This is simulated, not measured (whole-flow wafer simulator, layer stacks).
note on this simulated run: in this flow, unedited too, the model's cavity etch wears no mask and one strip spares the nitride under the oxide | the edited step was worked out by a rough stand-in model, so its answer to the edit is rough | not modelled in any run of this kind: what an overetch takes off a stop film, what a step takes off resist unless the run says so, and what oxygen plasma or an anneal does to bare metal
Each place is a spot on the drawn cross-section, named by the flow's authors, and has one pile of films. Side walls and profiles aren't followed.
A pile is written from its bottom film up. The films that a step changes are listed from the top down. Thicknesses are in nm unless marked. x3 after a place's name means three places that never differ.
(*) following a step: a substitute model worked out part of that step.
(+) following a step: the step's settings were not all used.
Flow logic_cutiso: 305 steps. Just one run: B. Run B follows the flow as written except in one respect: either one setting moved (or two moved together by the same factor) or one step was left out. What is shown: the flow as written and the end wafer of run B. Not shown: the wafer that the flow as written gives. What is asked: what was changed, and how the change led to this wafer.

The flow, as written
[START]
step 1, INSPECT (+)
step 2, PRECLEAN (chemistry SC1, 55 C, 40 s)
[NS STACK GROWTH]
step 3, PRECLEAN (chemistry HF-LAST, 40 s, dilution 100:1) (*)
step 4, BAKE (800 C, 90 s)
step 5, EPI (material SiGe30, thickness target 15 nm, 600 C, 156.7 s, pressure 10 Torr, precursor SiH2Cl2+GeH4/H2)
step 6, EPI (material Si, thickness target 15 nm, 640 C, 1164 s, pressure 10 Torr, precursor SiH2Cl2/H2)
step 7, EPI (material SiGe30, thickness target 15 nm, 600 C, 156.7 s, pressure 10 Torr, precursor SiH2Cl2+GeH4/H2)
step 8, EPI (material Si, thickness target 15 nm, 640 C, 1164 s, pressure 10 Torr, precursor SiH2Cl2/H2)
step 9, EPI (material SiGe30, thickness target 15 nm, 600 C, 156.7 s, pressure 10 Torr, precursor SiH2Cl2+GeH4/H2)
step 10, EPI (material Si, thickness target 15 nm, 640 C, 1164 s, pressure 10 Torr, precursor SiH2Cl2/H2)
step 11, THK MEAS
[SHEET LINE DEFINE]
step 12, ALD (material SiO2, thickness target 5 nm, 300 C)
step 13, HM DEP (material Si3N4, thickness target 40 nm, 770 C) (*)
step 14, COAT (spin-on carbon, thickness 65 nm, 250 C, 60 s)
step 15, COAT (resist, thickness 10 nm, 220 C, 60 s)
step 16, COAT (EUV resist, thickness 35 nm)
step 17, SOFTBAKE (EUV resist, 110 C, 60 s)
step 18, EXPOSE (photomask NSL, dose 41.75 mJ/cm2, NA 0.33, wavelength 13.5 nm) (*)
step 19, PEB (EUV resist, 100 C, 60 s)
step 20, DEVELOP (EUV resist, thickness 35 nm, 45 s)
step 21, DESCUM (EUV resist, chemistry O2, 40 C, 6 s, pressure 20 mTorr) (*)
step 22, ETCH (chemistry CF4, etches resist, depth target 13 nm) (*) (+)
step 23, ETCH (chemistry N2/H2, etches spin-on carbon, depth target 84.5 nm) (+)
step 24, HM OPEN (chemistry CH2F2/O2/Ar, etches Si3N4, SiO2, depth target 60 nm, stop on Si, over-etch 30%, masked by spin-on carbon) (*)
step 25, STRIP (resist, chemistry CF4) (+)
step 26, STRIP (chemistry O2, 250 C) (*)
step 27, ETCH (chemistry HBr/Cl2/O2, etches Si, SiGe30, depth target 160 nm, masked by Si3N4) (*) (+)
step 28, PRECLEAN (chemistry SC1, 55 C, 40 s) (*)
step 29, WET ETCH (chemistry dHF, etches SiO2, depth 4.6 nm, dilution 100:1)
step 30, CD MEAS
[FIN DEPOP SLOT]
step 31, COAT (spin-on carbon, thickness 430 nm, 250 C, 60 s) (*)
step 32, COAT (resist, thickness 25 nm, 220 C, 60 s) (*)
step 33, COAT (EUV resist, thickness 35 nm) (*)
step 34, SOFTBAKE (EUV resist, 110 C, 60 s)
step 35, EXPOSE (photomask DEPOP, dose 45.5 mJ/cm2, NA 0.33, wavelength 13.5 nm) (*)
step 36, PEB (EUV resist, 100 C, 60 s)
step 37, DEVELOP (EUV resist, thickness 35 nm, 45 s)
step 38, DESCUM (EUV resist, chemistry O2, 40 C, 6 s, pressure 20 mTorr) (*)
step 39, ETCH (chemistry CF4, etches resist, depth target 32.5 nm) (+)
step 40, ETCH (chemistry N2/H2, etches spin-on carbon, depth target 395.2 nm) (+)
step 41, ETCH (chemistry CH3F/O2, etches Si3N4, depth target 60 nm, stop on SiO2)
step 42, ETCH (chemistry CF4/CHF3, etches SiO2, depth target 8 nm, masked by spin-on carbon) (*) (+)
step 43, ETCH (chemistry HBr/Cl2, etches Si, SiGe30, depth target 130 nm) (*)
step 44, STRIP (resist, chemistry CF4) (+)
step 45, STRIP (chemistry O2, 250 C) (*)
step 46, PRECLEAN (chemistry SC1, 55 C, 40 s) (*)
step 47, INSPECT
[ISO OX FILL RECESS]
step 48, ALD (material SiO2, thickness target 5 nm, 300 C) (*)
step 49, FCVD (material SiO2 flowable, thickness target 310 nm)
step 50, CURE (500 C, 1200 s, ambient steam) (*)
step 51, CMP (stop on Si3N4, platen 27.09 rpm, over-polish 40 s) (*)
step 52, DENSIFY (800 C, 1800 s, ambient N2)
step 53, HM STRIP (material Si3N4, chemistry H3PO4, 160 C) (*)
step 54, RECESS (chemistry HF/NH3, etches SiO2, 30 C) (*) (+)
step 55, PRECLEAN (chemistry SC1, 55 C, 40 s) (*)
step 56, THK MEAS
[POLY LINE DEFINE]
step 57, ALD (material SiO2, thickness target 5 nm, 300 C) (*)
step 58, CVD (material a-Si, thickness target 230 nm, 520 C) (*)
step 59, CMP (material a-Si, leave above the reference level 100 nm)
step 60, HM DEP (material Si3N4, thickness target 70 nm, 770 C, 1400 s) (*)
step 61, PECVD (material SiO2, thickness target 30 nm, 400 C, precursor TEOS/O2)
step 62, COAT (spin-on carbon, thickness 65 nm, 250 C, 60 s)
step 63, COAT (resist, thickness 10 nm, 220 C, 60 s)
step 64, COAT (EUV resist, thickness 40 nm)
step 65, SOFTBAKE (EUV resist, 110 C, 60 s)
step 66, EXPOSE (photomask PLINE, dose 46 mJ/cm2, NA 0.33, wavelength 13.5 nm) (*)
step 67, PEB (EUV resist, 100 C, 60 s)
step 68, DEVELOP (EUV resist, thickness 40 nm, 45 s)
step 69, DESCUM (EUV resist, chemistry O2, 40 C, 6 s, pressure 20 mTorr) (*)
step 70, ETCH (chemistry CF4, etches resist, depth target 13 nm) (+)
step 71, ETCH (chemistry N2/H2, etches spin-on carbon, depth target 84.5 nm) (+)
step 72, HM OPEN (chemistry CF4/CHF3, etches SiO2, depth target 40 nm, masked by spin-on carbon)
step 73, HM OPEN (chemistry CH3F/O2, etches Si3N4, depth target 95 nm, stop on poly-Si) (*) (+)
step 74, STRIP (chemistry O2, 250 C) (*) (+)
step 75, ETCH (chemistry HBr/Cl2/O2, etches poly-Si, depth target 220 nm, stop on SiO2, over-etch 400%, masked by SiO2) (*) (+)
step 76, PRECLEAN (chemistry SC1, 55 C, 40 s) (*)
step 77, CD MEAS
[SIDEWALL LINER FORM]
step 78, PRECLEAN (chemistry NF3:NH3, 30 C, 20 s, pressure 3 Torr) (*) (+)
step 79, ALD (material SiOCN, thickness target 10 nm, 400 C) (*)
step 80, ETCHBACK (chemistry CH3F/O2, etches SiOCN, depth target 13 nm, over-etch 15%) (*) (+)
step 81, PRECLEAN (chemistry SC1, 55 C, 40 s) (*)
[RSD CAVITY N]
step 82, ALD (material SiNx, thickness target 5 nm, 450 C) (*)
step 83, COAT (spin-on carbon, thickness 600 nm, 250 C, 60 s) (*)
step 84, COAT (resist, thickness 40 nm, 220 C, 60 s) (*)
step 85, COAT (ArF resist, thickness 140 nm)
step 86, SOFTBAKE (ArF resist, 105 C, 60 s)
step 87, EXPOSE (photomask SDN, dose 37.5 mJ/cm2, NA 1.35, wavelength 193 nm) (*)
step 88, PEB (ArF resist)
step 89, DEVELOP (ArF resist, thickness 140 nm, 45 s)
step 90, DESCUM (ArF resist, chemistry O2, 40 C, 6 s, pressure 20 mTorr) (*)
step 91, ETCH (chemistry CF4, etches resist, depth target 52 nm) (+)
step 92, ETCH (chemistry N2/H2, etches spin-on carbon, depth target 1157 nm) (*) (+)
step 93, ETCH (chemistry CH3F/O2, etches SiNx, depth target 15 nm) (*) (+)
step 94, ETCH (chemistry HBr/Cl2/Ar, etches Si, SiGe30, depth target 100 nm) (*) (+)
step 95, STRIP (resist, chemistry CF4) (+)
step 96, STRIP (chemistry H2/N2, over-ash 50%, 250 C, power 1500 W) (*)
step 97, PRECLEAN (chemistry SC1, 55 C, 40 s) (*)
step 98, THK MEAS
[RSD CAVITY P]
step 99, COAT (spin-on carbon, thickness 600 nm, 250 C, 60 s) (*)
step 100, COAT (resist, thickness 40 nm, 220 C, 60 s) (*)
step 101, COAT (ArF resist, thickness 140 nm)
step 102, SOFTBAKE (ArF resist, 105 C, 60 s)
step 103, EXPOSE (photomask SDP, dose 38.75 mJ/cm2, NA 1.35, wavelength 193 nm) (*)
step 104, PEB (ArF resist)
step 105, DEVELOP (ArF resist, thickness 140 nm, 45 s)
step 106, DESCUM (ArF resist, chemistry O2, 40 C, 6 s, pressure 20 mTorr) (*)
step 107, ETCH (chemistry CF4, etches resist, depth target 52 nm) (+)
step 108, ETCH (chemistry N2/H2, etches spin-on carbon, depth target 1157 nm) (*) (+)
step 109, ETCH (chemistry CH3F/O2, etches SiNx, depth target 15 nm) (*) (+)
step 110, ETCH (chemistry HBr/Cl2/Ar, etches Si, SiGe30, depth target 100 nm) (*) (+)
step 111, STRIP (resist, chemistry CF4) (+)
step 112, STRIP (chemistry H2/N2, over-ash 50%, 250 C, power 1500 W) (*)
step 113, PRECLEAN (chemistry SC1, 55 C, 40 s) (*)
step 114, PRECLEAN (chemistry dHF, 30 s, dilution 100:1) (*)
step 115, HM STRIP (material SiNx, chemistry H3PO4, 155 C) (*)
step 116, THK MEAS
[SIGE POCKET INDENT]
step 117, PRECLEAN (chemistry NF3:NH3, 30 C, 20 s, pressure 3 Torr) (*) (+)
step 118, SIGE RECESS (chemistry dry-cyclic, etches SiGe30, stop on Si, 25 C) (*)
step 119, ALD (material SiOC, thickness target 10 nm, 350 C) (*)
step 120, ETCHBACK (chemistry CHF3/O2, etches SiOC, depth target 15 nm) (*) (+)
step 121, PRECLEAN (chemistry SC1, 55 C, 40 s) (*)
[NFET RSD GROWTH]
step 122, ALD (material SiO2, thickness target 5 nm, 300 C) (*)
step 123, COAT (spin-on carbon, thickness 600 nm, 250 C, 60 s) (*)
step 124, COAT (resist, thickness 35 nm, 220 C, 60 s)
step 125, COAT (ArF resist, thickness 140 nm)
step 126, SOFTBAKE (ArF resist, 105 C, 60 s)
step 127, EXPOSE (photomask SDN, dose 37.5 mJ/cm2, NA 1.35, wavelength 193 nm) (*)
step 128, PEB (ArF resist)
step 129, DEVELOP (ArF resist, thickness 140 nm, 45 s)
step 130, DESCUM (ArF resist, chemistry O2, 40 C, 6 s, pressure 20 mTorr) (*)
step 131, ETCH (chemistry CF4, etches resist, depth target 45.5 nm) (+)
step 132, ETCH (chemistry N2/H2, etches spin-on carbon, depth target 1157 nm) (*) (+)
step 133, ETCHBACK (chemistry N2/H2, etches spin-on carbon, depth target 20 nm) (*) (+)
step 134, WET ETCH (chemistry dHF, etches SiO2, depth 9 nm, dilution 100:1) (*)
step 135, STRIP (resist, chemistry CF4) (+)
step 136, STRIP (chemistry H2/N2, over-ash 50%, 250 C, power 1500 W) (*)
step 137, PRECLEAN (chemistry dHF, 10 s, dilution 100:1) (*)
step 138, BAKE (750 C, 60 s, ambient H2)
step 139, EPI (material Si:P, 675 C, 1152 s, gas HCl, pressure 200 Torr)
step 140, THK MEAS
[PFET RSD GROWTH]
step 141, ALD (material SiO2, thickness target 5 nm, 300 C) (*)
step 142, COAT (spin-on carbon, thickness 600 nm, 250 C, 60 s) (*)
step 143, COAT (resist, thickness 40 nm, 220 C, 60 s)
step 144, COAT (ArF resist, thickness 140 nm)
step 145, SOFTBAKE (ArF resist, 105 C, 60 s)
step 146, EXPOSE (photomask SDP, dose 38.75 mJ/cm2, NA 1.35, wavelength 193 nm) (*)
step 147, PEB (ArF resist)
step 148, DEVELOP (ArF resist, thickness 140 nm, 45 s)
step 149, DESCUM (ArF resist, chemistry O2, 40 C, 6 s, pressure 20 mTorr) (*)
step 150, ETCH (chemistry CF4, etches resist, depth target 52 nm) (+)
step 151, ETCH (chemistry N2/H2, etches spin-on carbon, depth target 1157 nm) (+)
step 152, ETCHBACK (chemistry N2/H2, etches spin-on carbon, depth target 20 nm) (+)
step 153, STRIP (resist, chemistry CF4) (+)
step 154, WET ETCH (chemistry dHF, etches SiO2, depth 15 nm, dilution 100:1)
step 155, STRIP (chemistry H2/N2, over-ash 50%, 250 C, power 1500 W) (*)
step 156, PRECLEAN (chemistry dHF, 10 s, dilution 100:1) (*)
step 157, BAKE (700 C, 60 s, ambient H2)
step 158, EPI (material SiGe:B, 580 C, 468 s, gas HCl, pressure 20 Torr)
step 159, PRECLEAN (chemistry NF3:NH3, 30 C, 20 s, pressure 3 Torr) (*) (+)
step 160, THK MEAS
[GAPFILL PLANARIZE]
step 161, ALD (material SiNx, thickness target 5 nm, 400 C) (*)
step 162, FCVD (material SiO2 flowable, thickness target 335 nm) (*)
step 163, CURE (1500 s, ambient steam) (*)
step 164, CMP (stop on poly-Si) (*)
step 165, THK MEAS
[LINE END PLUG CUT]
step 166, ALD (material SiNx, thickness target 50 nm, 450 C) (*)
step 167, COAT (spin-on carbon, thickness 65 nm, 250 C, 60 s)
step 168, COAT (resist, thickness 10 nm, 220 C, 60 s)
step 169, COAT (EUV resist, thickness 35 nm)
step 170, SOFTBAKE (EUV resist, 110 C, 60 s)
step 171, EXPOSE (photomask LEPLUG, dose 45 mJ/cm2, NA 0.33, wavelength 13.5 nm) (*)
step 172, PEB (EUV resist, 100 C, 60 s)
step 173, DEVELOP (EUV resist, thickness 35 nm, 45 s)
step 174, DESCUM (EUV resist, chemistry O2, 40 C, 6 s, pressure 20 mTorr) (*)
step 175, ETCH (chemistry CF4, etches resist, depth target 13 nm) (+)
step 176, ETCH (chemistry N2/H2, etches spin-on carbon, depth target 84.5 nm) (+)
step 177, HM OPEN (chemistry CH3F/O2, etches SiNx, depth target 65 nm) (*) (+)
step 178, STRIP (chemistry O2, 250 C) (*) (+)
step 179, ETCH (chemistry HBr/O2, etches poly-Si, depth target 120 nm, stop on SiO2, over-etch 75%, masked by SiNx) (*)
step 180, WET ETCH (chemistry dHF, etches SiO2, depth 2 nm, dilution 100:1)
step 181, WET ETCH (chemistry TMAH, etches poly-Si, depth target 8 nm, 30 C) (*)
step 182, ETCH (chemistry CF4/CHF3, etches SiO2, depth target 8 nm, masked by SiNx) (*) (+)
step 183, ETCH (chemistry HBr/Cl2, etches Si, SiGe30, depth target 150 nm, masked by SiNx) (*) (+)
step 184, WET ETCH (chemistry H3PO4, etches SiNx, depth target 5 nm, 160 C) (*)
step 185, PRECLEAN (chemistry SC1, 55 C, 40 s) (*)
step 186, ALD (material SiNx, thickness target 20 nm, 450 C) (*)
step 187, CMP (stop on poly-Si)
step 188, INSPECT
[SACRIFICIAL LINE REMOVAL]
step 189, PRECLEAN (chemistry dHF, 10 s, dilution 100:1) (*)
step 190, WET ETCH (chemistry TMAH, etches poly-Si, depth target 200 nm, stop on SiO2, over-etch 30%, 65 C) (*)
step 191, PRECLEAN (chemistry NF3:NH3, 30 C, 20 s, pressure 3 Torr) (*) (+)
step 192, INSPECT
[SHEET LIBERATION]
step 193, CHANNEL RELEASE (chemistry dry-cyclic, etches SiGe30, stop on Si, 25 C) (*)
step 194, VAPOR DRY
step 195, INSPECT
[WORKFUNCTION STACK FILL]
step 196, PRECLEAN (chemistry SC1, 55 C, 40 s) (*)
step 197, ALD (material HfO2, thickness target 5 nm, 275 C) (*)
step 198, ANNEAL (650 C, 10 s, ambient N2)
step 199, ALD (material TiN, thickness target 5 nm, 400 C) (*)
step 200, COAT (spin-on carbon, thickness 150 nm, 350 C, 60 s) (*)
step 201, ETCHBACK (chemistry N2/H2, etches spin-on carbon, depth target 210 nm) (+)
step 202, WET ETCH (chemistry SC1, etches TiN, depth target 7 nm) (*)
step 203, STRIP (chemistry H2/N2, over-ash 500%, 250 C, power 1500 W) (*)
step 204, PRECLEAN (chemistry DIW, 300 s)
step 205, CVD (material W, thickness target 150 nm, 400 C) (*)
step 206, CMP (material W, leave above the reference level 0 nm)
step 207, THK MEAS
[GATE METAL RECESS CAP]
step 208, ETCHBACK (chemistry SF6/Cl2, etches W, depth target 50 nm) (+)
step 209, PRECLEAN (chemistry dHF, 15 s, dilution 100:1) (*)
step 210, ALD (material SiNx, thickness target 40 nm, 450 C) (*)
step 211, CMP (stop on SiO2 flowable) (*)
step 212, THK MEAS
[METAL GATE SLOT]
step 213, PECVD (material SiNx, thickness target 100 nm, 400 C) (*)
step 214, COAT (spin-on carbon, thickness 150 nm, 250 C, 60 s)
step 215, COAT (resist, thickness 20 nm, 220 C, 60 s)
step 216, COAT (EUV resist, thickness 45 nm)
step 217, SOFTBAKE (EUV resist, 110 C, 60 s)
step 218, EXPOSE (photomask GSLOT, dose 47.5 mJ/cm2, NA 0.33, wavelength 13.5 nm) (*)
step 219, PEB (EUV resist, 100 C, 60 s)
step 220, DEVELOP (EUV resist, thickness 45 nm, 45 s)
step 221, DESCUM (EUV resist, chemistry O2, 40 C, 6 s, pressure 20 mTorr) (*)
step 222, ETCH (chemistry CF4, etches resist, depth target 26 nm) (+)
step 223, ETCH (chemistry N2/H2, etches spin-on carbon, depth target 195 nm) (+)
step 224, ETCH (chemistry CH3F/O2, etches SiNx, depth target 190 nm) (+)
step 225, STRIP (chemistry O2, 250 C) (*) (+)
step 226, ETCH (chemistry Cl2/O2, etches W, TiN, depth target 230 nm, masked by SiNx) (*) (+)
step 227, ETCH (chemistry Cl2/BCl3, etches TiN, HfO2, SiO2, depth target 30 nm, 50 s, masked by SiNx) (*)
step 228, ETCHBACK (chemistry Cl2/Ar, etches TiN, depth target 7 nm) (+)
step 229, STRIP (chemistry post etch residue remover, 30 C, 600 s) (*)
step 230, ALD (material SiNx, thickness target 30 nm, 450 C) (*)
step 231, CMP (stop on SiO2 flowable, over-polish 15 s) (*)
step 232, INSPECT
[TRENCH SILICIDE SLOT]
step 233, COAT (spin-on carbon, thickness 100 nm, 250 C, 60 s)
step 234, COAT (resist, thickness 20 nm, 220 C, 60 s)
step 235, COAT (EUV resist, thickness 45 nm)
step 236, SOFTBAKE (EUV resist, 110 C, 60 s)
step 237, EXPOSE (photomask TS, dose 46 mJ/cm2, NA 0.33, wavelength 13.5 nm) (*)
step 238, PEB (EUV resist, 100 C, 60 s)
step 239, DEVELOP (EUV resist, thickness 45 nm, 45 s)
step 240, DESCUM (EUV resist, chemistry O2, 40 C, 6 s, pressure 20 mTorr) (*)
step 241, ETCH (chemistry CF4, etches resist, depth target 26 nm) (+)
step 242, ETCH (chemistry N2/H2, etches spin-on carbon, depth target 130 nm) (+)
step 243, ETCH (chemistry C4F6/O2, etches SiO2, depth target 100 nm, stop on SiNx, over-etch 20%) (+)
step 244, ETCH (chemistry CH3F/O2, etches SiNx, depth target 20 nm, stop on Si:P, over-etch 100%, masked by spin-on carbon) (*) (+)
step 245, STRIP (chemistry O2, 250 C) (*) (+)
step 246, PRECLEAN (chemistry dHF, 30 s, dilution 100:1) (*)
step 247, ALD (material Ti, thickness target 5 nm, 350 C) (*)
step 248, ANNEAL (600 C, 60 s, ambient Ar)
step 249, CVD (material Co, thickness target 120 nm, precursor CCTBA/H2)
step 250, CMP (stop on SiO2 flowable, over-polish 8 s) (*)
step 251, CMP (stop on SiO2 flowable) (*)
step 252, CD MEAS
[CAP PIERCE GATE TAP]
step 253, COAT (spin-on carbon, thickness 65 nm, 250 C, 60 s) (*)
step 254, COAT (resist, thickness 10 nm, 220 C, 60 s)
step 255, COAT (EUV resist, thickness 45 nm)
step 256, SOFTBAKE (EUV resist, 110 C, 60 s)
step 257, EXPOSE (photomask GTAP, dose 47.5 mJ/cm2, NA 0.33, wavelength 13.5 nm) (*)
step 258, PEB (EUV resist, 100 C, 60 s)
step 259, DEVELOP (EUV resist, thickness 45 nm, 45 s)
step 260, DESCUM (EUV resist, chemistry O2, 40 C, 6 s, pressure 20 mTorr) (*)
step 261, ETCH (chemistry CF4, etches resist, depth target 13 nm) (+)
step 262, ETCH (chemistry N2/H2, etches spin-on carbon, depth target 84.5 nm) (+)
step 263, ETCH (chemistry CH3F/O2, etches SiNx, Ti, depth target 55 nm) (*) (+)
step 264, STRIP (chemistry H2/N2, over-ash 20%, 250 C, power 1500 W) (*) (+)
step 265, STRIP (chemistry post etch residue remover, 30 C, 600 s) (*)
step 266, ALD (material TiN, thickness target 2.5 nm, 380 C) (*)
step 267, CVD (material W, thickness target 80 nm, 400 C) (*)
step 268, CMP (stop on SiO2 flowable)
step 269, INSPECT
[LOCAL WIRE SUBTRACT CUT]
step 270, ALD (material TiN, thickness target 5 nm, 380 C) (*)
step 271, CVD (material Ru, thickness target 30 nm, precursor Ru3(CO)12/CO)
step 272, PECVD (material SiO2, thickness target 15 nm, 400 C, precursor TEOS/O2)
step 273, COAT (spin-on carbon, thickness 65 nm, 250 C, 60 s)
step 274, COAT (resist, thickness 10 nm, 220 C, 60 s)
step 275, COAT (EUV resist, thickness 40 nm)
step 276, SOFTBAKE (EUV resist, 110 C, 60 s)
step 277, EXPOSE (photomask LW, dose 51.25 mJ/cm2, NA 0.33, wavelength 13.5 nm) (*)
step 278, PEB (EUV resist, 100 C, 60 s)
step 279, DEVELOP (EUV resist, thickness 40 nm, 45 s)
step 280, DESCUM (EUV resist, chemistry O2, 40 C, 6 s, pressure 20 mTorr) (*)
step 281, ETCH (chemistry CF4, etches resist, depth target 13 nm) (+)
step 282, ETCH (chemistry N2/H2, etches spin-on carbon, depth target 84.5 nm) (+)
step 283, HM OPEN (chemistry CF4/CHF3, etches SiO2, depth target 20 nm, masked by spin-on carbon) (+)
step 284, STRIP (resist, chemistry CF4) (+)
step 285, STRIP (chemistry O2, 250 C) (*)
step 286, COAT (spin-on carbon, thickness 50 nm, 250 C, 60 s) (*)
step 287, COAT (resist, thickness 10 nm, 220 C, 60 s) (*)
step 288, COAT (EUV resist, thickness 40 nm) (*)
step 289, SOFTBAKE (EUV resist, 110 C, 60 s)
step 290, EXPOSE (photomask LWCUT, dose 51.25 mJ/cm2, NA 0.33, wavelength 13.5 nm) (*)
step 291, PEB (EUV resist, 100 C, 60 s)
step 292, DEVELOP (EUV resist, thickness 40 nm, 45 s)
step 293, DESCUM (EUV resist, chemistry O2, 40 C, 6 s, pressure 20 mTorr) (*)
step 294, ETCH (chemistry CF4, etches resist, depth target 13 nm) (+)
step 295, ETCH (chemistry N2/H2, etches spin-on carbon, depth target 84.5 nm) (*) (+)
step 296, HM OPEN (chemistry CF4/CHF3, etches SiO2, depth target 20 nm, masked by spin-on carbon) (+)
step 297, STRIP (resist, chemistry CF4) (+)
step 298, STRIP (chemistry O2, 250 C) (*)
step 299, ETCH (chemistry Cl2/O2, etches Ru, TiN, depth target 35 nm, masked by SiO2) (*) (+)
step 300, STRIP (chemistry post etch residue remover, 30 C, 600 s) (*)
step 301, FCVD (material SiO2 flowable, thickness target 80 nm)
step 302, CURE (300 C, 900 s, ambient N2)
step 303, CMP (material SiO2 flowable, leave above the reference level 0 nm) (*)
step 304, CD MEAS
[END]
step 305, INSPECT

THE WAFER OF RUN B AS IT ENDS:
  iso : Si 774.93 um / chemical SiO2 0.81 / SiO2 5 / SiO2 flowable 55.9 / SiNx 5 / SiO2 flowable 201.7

Cause: step 119, ALD: thickness target 14 nm was run, though the flow has thickness target 10 nm.

The path from the change to this, step by step:
  step 119, ALD (material SiOC, thickness target 10 nm, 350 C) (*)
      depop, dpovl, gfld and 14 more: +14 SiOC (new film) (as written it would have been: +10 SiOC (new film))
      lnr, lnrp, lnrt: +14 SiOC (new film), +16 SiOC (new film), -16 cavity (all of it), +16 SiOC (new film), -16 cavity (all of it), +16 SiOC (new film), -16 cavity (all of it) (as written it would have been: +10 SiOC (new film), +16 SiOC (new film), -16 cavity (all of it), +16 SiOC (new film), -16 cavity (all of it), +16 SiOC (new film), -16 cavity (all of it))
      (also at 2 further places)
  step 120, ETCHBACK (chemistry CHF3/O2, etches SiOC, depth target 15 nm) (*) (+)
      gl, tap: -14 SiOC (all of it), -1 SiO2 (as written it would have been: -10 SiOC (all of it), -4.21 SiO2 (all of it), -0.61 Si3N4)
      glp: -14 SiOC (all of it), -1 SiO2 (as written it would have been: -10 SiOC (all of it), -4.25 SiO2 (all of it), -0.58 Si3N4)
      (also at 19 further places)
  step 122, ALD (material SiO2, thickness target 5 nm, 300 C) (*)
      gl, glp, tap: +5 SiO2 (as written it would have been: +5 SiO2 (new film))
      gxn: +5 SiO2 (new film) (as written it would have been: +6.76 SiO2 (new film))
      (also at 1 further place)
  step 132, ETCH (chemistry N2/H2, etches spin-on carbon, depth target 1157 nm) (*) (+)
      gl, tap: -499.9 spin-on carbon (all of it), -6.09 SiO2 (as written it would have been: -501.7 spin-on carbon (all of it), -5 SiO2 (all of it), -0.5 Si3N4)
      gxn: -498.4 spin-on carbon (all of it), -5 SiO2 (all of it), -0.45 SiOC (all of it), -0.7 SiO2 (as written it would have been: -499.4 spin-on carbon (all of it), -6.06 SiO2)
  step 133, ETCHBACK (chemistry N2/H2, etches spin-on carbon, depth target 20 nm) (*) (+)
      gl, tap: -1.11 SiO2 (as written it would have been: -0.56 Si3N4)
      gxn: -1.11 SiO2 (as written it would have been: -0.7 SiO2 (all of it), -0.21 Si3N4)
  step 134, WET ETCH (chemistry dHF, etches SiO2, depth 9 nm, dilution 100:1) (*)
      gl, tap: -0.97 SiO2 (all of it), -0.23 Si3N4 (as written it would have been: -0.34 Si3N4)
      gxn: -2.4 SiO2 (all of it), -0.19 Si3N4 (as written it would have been: -0.34 Si3N4)
  step 141, ALD (material SiO2, thickness target 5 nm, 300 C) (*)
      gxn: +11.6 SiO2 (new film) (as written it would have been: +10.1 SiO2 (new film))
  step 153, STRIP (resist, chemistry CF4) (+)
      glp: -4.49 SiO2 (all of it) (as written it would have been: -1.36 SiO2 (all of it))
      gxp: -1.25 SiO2 (all of it) (as written it would have been: -3.06 SiO2 (all of it))
  step 159, PRECLEAN (chemistry NF3:NH3, 30 C, 20 s, pressure 3 Torr) (*) (+)
      gxp: -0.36 SiOC (all of it) (as written it would have been: -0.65 Si3N4)
  step 164, CMP (stop on poly-Si) (*)
      gxp: -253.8 SiO2 flowable (all of it), -5 SiNx (all of it), -4.25 SiO2 (all of it), -70 Si3N4 (all of it) (as written it would have been: -256.8 SiO2 flowable (all of it), -5 SiNx (all of it), -69.2 Si3N4 (all of it))
      depop, dpovl, isow, ns, nsgap: -326.8 SiO2 flowable (all of it), -5 SiNx (all of it), -8.13 SiO2 (all of it), -70 Si3N4 (all of it) (as written it would have been: -326.8 SiO2 flowable (all of it), -5 SiNx (all of it), -4.13 SiO2 (all of it), -70 Si3N4 (all of it))
      (also at 10 further places)
